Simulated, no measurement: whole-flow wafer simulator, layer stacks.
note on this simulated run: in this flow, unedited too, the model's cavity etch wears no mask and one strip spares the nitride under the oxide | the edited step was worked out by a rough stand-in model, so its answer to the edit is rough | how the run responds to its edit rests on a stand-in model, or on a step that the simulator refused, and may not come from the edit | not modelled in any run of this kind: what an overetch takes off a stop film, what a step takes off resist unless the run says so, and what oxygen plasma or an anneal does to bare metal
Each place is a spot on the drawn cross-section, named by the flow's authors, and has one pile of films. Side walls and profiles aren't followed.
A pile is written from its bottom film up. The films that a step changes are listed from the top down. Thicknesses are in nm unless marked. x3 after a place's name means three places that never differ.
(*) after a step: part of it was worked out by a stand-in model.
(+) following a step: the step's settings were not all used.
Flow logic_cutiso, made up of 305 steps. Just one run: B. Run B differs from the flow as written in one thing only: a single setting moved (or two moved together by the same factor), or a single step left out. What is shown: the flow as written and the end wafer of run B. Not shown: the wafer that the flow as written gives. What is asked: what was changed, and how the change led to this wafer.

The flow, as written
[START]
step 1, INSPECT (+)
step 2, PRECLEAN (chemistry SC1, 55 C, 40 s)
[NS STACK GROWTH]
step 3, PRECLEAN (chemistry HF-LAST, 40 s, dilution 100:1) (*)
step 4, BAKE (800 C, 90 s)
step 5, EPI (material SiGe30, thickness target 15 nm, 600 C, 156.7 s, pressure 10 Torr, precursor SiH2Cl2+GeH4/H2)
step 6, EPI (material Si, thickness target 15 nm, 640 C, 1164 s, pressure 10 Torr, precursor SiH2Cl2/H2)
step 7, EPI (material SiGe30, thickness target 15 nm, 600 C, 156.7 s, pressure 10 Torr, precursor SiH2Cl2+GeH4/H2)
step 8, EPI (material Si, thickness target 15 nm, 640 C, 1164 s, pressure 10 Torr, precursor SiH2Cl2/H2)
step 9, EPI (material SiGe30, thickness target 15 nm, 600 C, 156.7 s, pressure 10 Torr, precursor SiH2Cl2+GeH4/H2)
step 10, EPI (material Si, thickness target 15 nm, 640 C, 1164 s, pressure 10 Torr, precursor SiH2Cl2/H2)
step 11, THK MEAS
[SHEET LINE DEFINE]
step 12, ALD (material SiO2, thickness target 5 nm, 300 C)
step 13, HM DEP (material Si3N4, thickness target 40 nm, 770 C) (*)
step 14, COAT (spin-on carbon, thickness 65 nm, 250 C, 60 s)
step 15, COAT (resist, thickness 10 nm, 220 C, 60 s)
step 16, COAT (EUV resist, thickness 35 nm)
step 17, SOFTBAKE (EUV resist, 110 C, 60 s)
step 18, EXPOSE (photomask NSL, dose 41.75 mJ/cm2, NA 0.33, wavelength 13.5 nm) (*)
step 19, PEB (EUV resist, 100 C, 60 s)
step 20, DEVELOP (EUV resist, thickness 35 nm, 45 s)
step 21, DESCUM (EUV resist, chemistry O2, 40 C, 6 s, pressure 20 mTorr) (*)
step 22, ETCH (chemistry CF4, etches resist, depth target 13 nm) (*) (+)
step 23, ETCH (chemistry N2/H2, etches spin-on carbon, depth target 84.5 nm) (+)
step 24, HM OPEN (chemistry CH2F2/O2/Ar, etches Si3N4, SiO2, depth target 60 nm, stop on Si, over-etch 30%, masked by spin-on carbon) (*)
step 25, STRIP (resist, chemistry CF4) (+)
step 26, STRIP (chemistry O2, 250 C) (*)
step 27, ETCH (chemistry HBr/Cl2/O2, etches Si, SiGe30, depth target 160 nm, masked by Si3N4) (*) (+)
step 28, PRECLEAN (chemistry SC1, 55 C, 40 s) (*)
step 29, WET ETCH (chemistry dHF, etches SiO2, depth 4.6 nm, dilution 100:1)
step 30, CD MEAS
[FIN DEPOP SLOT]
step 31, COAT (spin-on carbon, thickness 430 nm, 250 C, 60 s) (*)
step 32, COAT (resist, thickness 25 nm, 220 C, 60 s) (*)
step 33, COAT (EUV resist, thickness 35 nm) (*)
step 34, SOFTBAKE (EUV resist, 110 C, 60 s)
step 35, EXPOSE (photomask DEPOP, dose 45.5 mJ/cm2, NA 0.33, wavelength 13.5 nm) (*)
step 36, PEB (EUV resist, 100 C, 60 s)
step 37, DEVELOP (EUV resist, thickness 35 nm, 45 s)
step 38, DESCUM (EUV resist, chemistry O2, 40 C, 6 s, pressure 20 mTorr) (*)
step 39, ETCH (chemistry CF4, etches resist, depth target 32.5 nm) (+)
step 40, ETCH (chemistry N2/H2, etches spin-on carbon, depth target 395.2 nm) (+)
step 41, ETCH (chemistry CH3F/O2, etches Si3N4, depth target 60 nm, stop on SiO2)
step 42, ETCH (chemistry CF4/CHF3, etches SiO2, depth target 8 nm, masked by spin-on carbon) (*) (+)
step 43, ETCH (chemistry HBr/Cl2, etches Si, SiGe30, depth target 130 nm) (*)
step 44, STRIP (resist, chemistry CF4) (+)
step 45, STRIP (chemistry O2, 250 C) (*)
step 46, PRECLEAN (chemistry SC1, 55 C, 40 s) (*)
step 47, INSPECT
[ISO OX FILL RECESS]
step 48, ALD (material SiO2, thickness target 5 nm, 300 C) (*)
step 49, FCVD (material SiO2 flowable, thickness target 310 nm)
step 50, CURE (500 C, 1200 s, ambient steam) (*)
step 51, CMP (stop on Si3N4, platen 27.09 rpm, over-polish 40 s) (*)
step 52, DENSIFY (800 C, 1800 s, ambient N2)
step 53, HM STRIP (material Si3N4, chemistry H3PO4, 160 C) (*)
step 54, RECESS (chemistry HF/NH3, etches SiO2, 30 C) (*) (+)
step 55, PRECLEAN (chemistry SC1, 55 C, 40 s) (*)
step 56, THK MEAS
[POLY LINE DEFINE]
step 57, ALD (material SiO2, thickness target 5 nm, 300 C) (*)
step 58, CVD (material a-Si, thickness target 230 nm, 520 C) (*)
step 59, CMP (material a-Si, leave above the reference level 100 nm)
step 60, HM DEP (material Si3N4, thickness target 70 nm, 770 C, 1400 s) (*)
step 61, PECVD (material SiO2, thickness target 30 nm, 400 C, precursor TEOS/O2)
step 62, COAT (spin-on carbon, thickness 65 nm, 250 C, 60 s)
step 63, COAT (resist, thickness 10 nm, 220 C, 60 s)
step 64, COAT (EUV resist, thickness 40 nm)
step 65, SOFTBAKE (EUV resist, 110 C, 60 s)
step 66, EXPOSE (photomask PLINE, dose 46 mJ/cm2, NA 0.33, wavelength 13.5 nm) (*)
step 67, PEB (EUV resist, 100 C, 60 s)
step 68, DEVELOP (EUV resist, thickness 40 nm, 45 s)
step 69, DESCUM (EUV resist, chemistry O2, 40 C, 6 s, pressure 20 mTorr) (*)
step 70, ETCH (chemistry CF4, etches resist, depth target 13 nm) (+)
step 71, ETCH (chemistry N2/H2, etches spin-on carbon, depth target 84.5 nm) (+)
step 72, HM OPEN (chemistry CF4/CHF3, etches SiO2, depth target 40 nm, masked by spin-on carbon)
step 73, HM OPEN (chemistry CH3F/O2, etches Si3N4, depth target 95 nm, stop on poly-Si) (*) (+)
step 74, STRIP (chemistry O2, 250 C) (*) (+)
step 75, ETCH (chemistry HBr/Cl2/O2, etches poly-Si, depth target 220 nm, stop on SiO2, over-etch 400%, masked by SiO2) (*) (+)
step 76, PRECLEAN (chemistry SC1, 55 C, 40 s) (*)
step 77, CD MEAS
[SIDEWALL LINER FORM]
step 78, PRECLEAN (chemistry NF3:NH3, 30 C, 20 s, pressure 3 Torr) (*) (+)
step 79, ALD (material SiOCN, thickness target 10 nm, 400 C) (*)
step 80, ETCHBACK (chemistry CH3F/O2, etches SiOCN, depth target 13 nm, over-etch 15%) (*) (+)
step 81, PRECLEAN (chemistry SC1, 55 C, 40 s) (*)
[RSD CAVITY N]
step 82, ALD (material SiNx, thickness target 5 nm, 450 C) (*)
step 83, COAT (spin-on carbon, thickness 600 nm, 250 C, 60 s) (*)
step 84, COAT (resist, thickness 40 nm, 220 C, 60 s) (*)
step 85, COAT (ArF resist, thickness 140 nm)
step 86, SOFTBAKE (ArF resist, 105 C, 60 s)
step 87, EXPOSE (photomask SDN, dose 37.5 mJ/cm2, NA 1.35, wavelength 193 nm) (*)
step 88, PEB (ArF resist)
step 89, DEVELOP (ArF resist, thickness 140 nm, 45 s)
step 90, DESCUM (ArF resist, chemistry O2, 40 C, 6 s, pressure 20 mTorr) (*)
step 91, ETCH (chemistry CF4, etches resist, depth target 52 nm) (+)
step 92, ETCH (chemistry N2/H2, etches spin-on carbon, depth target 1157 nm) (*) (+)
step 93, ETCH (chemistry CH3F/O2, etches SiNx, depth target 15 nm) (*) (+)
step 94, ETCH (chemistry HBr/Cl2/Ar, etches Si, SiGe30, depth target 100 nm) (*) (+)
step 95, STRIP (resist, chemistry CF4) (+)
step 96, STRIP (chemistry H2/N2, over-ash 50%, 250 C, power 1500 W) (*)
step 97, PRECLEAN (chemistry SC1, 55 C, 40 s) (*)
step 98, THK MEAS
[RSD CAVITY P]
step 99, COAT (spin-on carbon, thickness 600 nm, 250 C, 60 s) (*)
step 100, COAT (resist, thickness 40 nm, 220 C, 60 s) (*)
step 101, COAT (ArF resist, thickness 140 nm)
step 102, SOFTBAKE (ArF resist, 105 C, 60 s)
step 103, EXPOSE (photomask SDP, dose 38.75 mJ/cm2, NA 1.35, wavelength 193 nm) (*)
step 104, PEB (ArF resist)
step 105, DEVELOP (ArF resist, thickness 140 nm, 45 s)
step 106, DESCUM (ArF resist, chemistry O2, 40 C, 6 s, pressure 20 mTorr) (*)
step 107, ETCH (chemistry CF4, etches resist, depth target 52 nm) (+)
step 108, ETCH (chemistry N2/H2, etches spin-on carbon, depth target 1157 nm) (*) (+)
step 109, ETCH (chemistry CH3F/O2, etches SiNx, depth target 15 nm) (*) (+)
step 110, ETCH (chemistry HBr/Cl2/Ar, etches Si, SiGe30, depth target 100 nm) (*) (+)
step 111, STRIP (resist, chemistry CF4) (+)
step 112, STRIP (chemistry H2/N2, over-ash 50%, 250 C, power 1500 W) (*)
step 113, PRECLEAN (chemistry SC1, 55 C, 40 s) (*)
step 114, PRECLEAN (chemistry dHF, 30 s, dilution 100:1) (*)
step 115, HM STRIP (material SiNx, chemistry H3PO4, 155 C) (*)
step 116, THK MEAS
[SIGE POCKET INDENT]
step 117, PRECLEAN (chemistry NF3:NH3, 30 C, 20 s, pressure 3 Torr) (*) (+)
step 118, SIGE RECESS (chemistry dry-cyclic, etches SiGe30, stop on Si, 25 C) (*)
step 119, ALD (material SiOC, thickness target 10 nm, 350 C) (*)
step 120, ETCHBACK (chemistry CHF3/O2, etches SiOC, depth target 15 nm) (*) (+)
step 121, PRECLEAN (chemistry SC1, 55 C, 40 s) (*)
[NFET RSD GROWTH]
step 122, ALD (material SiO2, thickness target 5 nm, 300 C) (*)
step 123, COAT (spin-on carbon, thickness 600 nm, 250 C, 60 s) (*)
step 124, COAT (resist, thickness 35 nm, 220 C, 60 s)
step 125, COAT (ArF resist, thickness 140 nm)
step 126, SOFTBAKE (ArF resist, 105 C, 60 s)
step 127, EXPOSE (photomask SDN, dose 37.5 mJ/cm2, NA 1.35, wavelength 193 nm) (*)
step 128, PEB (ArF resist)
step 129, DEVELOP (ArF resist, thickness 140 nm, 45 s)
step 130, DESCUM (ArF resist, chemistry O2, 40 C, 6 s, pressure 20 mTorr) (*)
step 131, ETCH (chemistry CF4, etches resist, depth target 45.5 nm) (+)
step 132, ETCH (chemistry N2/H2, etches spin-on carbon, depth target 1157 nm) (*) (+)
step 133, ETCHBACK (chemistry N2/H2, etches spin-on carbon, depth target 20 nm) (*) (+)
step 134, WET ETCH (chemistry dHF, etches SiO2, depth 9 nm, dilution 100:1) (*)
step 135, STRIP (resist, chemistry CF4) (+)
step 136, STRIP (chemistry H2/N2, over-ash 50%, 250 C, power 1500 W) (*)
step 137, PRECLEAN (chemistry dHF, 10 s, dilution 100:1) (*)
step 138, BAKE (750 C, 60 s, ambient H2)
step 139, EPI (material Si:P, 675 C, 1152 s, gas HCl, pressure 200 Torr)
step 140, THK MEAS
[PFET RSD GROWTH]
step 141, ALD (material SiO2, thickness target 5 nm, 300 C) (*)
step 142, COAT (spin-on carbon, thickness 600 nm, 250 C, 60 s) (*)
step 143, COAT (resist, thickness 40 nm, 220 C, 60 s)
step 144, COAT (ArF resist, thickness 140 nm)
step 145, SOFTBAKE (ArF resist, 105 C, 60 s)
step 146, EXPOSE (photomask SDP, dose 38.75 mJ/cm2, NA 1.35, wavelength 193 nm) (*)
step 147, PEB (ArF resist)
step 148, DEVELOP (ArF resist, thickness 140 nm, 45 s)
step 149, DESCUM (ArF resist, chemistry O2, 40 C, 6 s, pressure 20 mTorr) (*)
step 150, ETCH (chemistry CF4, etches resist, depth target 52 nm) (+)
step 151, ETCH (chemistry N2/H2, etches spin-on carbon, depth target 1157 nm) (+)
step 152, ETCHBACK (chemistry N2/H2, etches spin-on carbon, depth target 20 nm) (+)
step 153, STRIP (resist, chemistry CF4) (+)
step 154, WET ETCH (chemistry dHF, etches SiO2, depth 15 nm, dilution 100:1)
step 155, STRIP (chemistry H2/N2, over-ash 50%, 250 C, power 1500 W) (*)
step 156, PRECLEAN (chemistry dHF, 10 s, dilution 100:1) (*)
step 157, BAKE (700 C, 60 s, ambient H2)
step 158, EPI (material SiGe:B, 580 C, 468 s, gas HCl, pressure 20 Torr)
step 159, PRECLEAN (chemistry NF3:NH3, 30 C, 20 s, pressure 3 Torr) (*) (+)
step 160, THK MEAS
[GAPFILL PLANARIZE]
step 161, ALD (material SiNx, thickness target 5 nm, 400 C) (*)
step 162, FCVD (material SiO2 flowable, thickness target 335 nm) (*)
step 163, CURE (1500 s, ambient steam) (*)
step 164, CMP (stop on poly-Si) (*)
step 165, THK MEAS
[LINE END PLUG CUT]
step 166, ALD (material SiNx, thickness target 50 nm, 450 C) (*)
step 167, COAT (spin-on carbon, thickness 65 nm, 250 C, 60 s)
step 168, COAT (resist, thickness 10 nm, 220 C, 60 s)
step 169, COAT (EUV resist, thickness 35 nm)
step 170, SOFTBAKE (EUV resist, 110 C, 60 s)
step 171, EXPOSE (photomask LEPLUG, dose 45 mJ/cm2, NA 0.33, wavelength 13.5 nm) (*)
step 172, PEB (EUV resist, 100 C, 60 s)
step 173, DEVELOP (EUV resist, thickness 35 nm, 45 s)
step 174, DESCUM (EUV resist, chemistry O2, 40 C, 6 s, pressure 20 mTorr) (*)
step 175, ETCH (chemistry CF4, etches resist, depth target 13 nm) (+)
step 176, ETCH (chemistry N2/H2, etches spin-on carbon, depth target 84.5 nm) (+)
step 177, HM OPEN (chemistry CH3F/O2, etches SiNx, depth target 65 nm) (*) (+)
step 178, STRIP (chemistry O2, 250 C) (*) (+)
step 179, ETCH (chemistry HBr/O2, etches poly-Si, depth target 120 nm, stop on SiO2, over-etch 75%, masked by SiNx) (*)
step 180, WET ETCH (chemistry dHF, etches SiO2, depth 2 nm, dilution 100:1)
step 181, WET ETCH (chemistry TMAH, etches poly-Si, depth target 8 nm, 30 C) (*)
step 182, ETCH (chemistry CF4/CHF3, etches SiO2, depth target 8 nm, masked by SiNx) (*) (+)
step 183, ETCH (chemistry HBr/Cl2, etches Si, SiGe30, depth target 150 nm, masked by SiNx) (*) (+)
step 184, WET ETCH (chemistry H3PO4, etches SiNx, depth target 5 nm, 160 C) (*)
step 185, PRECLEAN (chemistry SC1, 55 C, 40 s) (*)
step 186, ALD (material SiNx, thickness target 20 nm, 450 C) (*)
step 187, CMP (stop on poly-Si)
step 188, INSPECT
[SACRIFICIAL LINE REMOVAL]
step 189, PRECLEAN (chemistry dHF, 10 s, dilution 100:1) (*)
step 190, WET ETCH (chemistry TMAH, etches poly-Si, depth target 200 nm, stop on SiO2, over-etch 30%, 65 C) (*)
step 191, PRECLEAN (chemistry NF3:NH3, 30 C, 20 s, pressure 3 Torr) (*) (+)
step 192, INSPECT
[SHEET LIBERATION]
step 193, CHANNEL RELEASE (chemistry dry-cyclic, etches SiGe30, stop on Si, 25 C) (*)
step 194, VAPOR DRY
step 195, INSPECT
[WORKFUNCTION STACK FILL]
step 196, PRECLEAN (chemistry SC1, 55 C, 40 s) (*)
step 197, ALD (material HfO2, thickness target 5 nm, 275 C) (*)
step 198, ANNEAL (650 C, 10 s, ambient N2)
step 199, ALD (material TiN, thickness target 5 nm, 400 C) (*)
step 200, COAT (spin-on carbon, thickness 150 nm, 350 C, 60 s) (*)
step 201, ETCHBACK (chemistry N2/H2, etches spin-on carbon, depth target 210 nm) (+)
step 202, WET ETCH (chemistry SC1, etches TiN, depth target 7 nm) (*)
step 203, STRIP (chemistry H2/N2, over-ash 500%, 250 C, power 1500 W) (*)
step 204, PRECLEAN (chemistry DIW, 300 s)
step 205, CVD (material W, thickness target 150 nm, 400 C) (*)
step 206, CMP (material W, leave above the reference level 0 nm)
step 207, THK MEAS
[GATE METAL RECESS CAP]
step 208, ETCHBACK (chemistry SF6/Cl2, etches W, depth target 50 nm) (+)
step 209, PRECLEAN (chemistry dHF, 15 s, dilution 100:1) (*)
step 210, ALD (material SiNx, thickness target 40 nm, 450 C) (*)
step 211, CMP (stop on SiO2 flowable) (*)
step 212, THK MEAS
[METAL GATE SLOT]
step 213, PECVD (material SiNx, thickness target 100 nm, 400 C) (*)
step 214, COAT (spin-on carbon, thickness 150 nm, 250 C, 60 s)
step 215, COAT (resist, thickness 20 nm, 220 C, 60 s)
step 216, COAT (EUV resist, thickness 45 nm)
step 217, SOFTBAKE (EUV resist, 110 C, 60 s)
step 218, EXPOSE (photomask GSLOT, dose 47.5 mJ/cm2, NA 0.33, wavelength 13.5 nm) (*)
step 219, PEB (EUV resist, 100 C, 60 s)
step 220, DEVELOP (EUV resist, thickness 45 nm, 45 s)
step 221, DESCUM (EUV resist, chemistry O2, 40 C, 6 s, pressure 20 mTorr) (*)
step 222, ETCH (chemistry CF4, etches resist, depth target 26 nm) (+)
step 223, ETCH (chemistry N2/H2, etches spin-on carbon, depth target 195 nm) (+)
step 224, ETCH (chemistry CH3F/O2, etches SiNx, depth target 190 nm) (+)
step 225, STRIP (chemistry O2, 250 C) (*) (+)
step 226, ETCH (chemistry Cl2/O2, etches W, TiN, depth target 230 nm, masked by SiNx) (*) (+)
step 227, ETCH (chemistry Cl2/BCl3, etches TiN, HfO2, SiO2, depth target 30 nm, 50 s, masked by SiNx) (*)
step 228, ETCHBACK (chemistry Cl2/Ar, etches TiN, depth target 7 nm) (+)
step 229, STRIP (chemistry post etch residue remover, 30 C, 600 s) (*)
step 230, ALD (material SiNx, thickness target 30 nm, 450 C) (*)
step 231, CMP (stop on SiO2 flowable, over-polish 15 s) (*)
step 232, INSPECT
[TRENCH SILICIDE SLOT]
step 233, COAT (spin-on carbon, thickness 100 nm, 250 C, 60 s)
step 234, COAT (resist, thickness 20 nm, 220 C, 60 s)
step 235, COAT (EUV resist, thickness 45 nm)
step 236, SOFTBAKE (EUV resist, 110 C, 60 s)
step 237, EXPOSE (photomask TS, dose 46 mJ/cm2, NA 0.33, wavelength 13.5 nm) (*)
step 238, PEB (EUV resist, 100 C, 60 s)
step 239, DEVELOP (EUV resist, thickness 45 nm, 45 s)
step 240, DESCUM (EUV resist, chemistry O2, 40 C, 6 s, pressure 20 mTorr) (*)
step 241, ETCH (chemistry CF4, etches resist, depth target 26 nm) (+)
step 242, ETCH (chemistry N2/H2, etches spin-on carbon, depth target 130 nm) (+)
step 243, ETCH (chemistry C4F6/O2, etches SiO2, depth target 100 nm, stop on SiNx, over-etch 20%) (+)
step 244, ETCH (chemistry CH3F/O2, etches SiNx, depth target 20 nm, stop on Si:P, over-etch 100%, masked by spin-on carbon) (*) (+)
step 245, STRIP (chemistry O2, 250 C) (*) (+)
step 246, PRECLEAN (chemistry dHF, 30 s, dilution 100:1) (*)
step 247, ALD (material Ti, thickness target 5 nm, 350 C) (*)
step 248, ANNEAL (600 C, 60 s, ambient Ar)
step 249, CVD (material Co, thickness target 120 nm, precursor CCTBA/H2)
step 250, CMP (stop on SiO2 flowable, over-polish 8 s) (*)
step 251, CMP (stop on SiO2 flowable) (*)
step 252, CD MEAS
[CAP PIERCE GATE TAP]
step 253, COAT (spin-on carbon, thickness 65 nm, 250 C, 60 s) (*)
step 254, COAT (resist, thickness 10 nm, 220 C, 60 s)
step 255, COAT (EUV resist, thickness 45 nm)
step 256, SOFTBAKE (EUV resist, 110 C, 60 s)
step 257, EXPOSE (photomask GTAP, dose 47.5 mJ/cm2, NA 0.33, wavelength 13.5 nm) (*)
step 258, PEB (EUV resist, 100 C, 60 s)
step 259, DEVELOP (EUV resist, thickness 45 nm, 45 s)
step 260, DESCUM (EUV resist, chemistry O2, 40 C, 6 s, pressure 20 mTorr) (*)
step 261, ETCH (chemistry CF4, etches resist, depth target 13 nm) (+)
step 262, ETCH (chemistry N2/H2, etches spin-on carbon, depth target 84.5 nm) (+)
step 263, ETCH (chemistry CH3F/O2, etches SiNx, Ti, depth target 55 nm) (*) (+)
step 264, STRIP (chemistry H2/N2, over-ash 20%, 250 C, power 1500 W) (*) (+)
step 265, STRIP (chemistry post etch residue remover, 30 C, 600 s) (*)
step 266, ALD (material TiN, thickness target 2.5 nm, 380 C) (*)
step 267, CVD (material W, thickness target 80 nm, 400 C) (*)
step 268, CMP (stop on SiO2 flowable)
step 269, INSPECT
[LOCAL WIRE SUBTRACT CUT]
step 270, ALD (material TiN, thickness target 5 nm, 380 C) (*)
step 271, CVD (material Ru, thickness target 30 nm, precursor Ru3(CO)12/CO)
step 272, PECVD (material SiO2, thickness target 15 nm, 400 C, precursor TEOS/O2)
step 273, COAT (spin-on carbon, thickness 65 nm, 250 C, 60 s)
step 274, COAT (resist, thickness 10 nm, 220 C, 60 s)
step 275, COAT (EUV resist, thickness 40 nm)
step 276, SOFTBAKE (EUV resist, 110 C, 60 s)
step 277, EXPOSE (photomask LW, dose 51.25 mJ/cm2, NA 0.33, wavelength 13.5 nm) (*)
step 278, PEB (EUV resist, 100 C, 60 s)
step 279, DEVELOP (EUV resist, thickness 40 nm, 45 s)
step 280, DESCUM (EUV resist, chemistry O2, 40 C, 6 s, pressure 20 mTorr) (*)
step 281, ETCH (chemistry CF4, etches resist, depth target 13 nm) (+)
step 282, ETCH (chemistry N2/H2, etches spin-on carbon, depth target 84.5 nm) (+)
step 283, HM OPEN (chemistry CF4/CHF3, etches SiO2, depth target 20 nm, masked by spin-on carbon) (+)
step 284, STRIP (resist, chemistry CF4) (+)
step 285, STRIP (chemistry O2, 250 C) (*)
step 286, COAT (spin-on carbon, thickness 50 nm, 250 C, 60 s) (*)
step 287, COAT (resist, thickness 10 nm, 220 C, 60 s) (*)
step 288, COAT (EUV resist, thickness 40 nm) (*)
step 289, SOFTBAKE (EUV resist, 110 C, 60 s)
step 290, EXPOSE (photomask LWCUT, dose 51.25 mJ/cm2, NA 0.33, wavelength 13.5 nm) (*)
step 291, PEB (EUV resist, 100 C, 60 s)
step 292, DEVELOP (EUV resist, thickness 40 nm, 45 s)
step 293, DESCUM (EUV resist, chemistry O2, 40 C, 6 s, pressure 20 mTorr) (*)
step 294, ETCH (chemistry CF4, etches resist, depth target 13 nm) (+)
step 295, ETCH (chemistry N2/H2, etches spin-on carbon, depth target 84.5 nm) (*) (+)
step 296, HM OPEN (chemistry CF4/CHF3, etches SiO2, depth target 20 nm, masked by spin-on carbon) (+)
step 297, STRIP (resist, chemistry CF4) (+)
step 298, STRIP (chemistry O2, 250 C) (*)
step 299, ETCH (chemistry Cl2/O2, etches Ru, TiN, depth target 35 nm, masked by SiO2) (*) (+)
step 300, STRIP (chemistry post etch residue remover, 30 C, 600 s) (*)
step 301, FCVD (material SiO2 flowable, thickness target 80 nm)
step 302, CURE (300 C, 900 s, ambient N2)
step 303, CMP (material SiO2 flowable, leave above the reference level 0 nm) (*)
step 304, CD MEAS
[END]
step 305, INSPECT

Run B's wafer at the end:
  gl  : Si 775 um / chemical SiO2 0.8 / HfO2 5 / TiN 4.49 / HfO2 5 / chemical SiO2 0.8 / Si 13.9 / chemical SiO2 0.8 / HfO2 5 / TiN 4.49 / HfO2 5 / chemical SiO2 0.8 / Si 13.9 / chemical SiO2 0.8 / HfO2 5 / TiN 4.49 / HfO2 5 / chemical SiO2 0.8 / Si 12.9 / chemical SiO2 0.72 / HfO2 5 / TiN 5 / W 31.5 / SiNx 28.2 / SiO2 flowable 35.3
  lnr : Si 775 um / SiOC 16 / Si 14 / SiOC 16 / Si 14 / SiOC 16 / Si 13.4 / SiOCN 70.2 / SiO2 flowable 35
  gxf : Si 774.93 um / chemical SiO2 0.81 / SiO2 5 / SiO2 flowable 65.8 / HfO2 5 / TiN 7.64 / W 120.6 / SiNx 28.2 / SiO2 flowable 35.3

The reason: step 75, ETCH: depth target 110 nm was run, though the flow has depth target 220 nm.

Step by step, how the change led to this:
  step 75, ETCH (chemistry HBr/Cl2/O2, etches poly-Si, depth target 220 nm, stop on SiO2, over-etch 400%, masked by SiO2) (*) (+)
      lnr, lnrp, lnrt, rsdn, rsdp, rsdw, rsdx: -0.79 chemical SiO2 (all of it), -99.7 poly-Si (all of it), -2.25 SiO2 (as written it would have been: -0.79 chemical SiO2 (all of it), -99.7 poly-Si (all of it), -5 SiO2 (all of it))
      depop, dpovl, gfld and 10 more: -7.6 SiO2 (as written it would have been: -9.58 SiO2)
      (also at 2 further places)
  step 78, PRECLEAN (chemistry NF3:NH3, 30 C, 20 s, pressure 3 Torr) (*) (+)
      lnr, lnrp, lnrt, rsdn, rsdp, rsdw, rsdx: -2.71 SiO2 (all of it), -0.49 chemical SiO2 (all of it) (as written it would have been: -0.52 chemical SiO2 (all of it))
      iso, lnri: -3.15 SiO2 (all of it), -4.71 SiO2 flowable (as written it would have been: -0.41 SiO2 (all of it), -7.89 SiO2 flowable)
  step 120, ETCHBACK (chemistry CHF3/O2, etches SiOC, depth target 15 nm) (*) (+)
      gl, tap: -10 SiOC (all of it), -5 SiO2 (as written it would have been: -10 SiOC (all of it), -4.21 SiO2 (all of it), -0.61 Si3N4)
      glp: -10 SiOC (all of it), -5 SiO2 (as written it would have been: -10 SiOC (all of it), -4.25 SiO2 (all of it), -0.58 Si3N4)
      (also at 2 further places)
  step 122, ALD (material SiO2, thickness target 5 nm, 300 C) (*)
      gl, glp, tap: +5 SiO2 (as written it would have been: +5 SiO2 (new film))
      gxn: +7.07 SiO2 (as written it would have been: +6.76 SiO2 (new film))
      (also at 1 further place)
  step 132, ETCH (chemistry N2/H2, etches spin-on carbon, depth target 1157 nm) (*) (+)
      gl, tap: -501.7 spin-on carbon (all of it), -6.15 SiO2 (all of it) (as written it would have been: -501.7 spin-on carbon (all of it), -5 SiO2 (all of it), -0.5 Si3N4)
  step 133, ETCHBACK (chemistry N2/H2, etches spin-on carbon, depth target 20 nm) (*) (+)
      gxn: -1.11 SiO2 (as written it would have been: -0.7 SiO2 (all of it), -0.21 Si3N4)
  step 134, WET ETCH (chemistry dHF, etches SiO2, depth 9 nm, dilution 100:1) (*)
      gxn: -2 SiO2 (all of it), -0.2 Si3N4 (as written it would have been: -0.34 Si3N4)
  step 141, ALD (material SiO2, thickness target 5 nm, 300 C) (*)
      gxn: +11.7 SiO2 (new film) (as written it would have been: +10.1 SiO2 (new film))
  step 153, STRIP (resist, chemistry CF4) (+)
      gxp: -5.33 SiO2 (as written it would have been: -3.06 SiO2 (all of it))
      glp: -2.51 SiO2 (all of it) (as written it would have been: -1.36 SiO2 (all of it))
  step 161, ALD (material SiNx, thickness target 5 nm, 400 C) (*)
      gxp: +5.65 SiNx (new film) (as written it would have been: +5 SiNx (new film))
  step 164, CMP (stop on poly-Si) (*)
      depop, dpovl, isow, ns, nsgap: -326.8 SiO2 flowable (all of it), -5 SiNx (all of it), -6.1 SiO2 (all of it), -70 Si3N4 (all of it) (as written it would have been: -326.8 SiO2 flowable (all of it), -5 SiNx (all of it), -4.13 SiO2 (all of it), -70 Si3N4 (all of it))
      gfld, gxf: -251.6 SiO2 flowable (all of it), -5 SiNx (all of it), -6.1 SiO2 (all of it), -70 Si3N4 (all of it) (as written it would have been: -251.9 SiO2 flowable (all of it), -5 SiNx (all of it), -4.13 SiO2 (all of it), -70 Si3N4 (all of it))
      (also at 9 further places)
  step 197, ALD (material HfO2, thickness target 5 nm, 275 C) (*)
      gxf: +5 HfO2 (new film) (as written it would have been: +7.7 HfO2 (new film))
  step 199, ALD (material TiN, thickness target 5 nm, 400 C) (*)
      gfld: +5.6 TiN (new film) (as written it would have been: +7.64 TiN (new film))
      gxf: +7.64 TiN (new film) (as written it would have been: +5 TiN (new film))
  step 226, ETCH (chemistry Cl2/O2, etches W, TiN, depth target 230 nm, masked by SiNx) (*) (+)
      gfld: -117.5 W (all of it), -5.6 TiN (all of it), -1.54 HfO2 (as written it would have been: -115.4 W (all of it), -7.64 TiN (all of it), -1.54 HfO2)
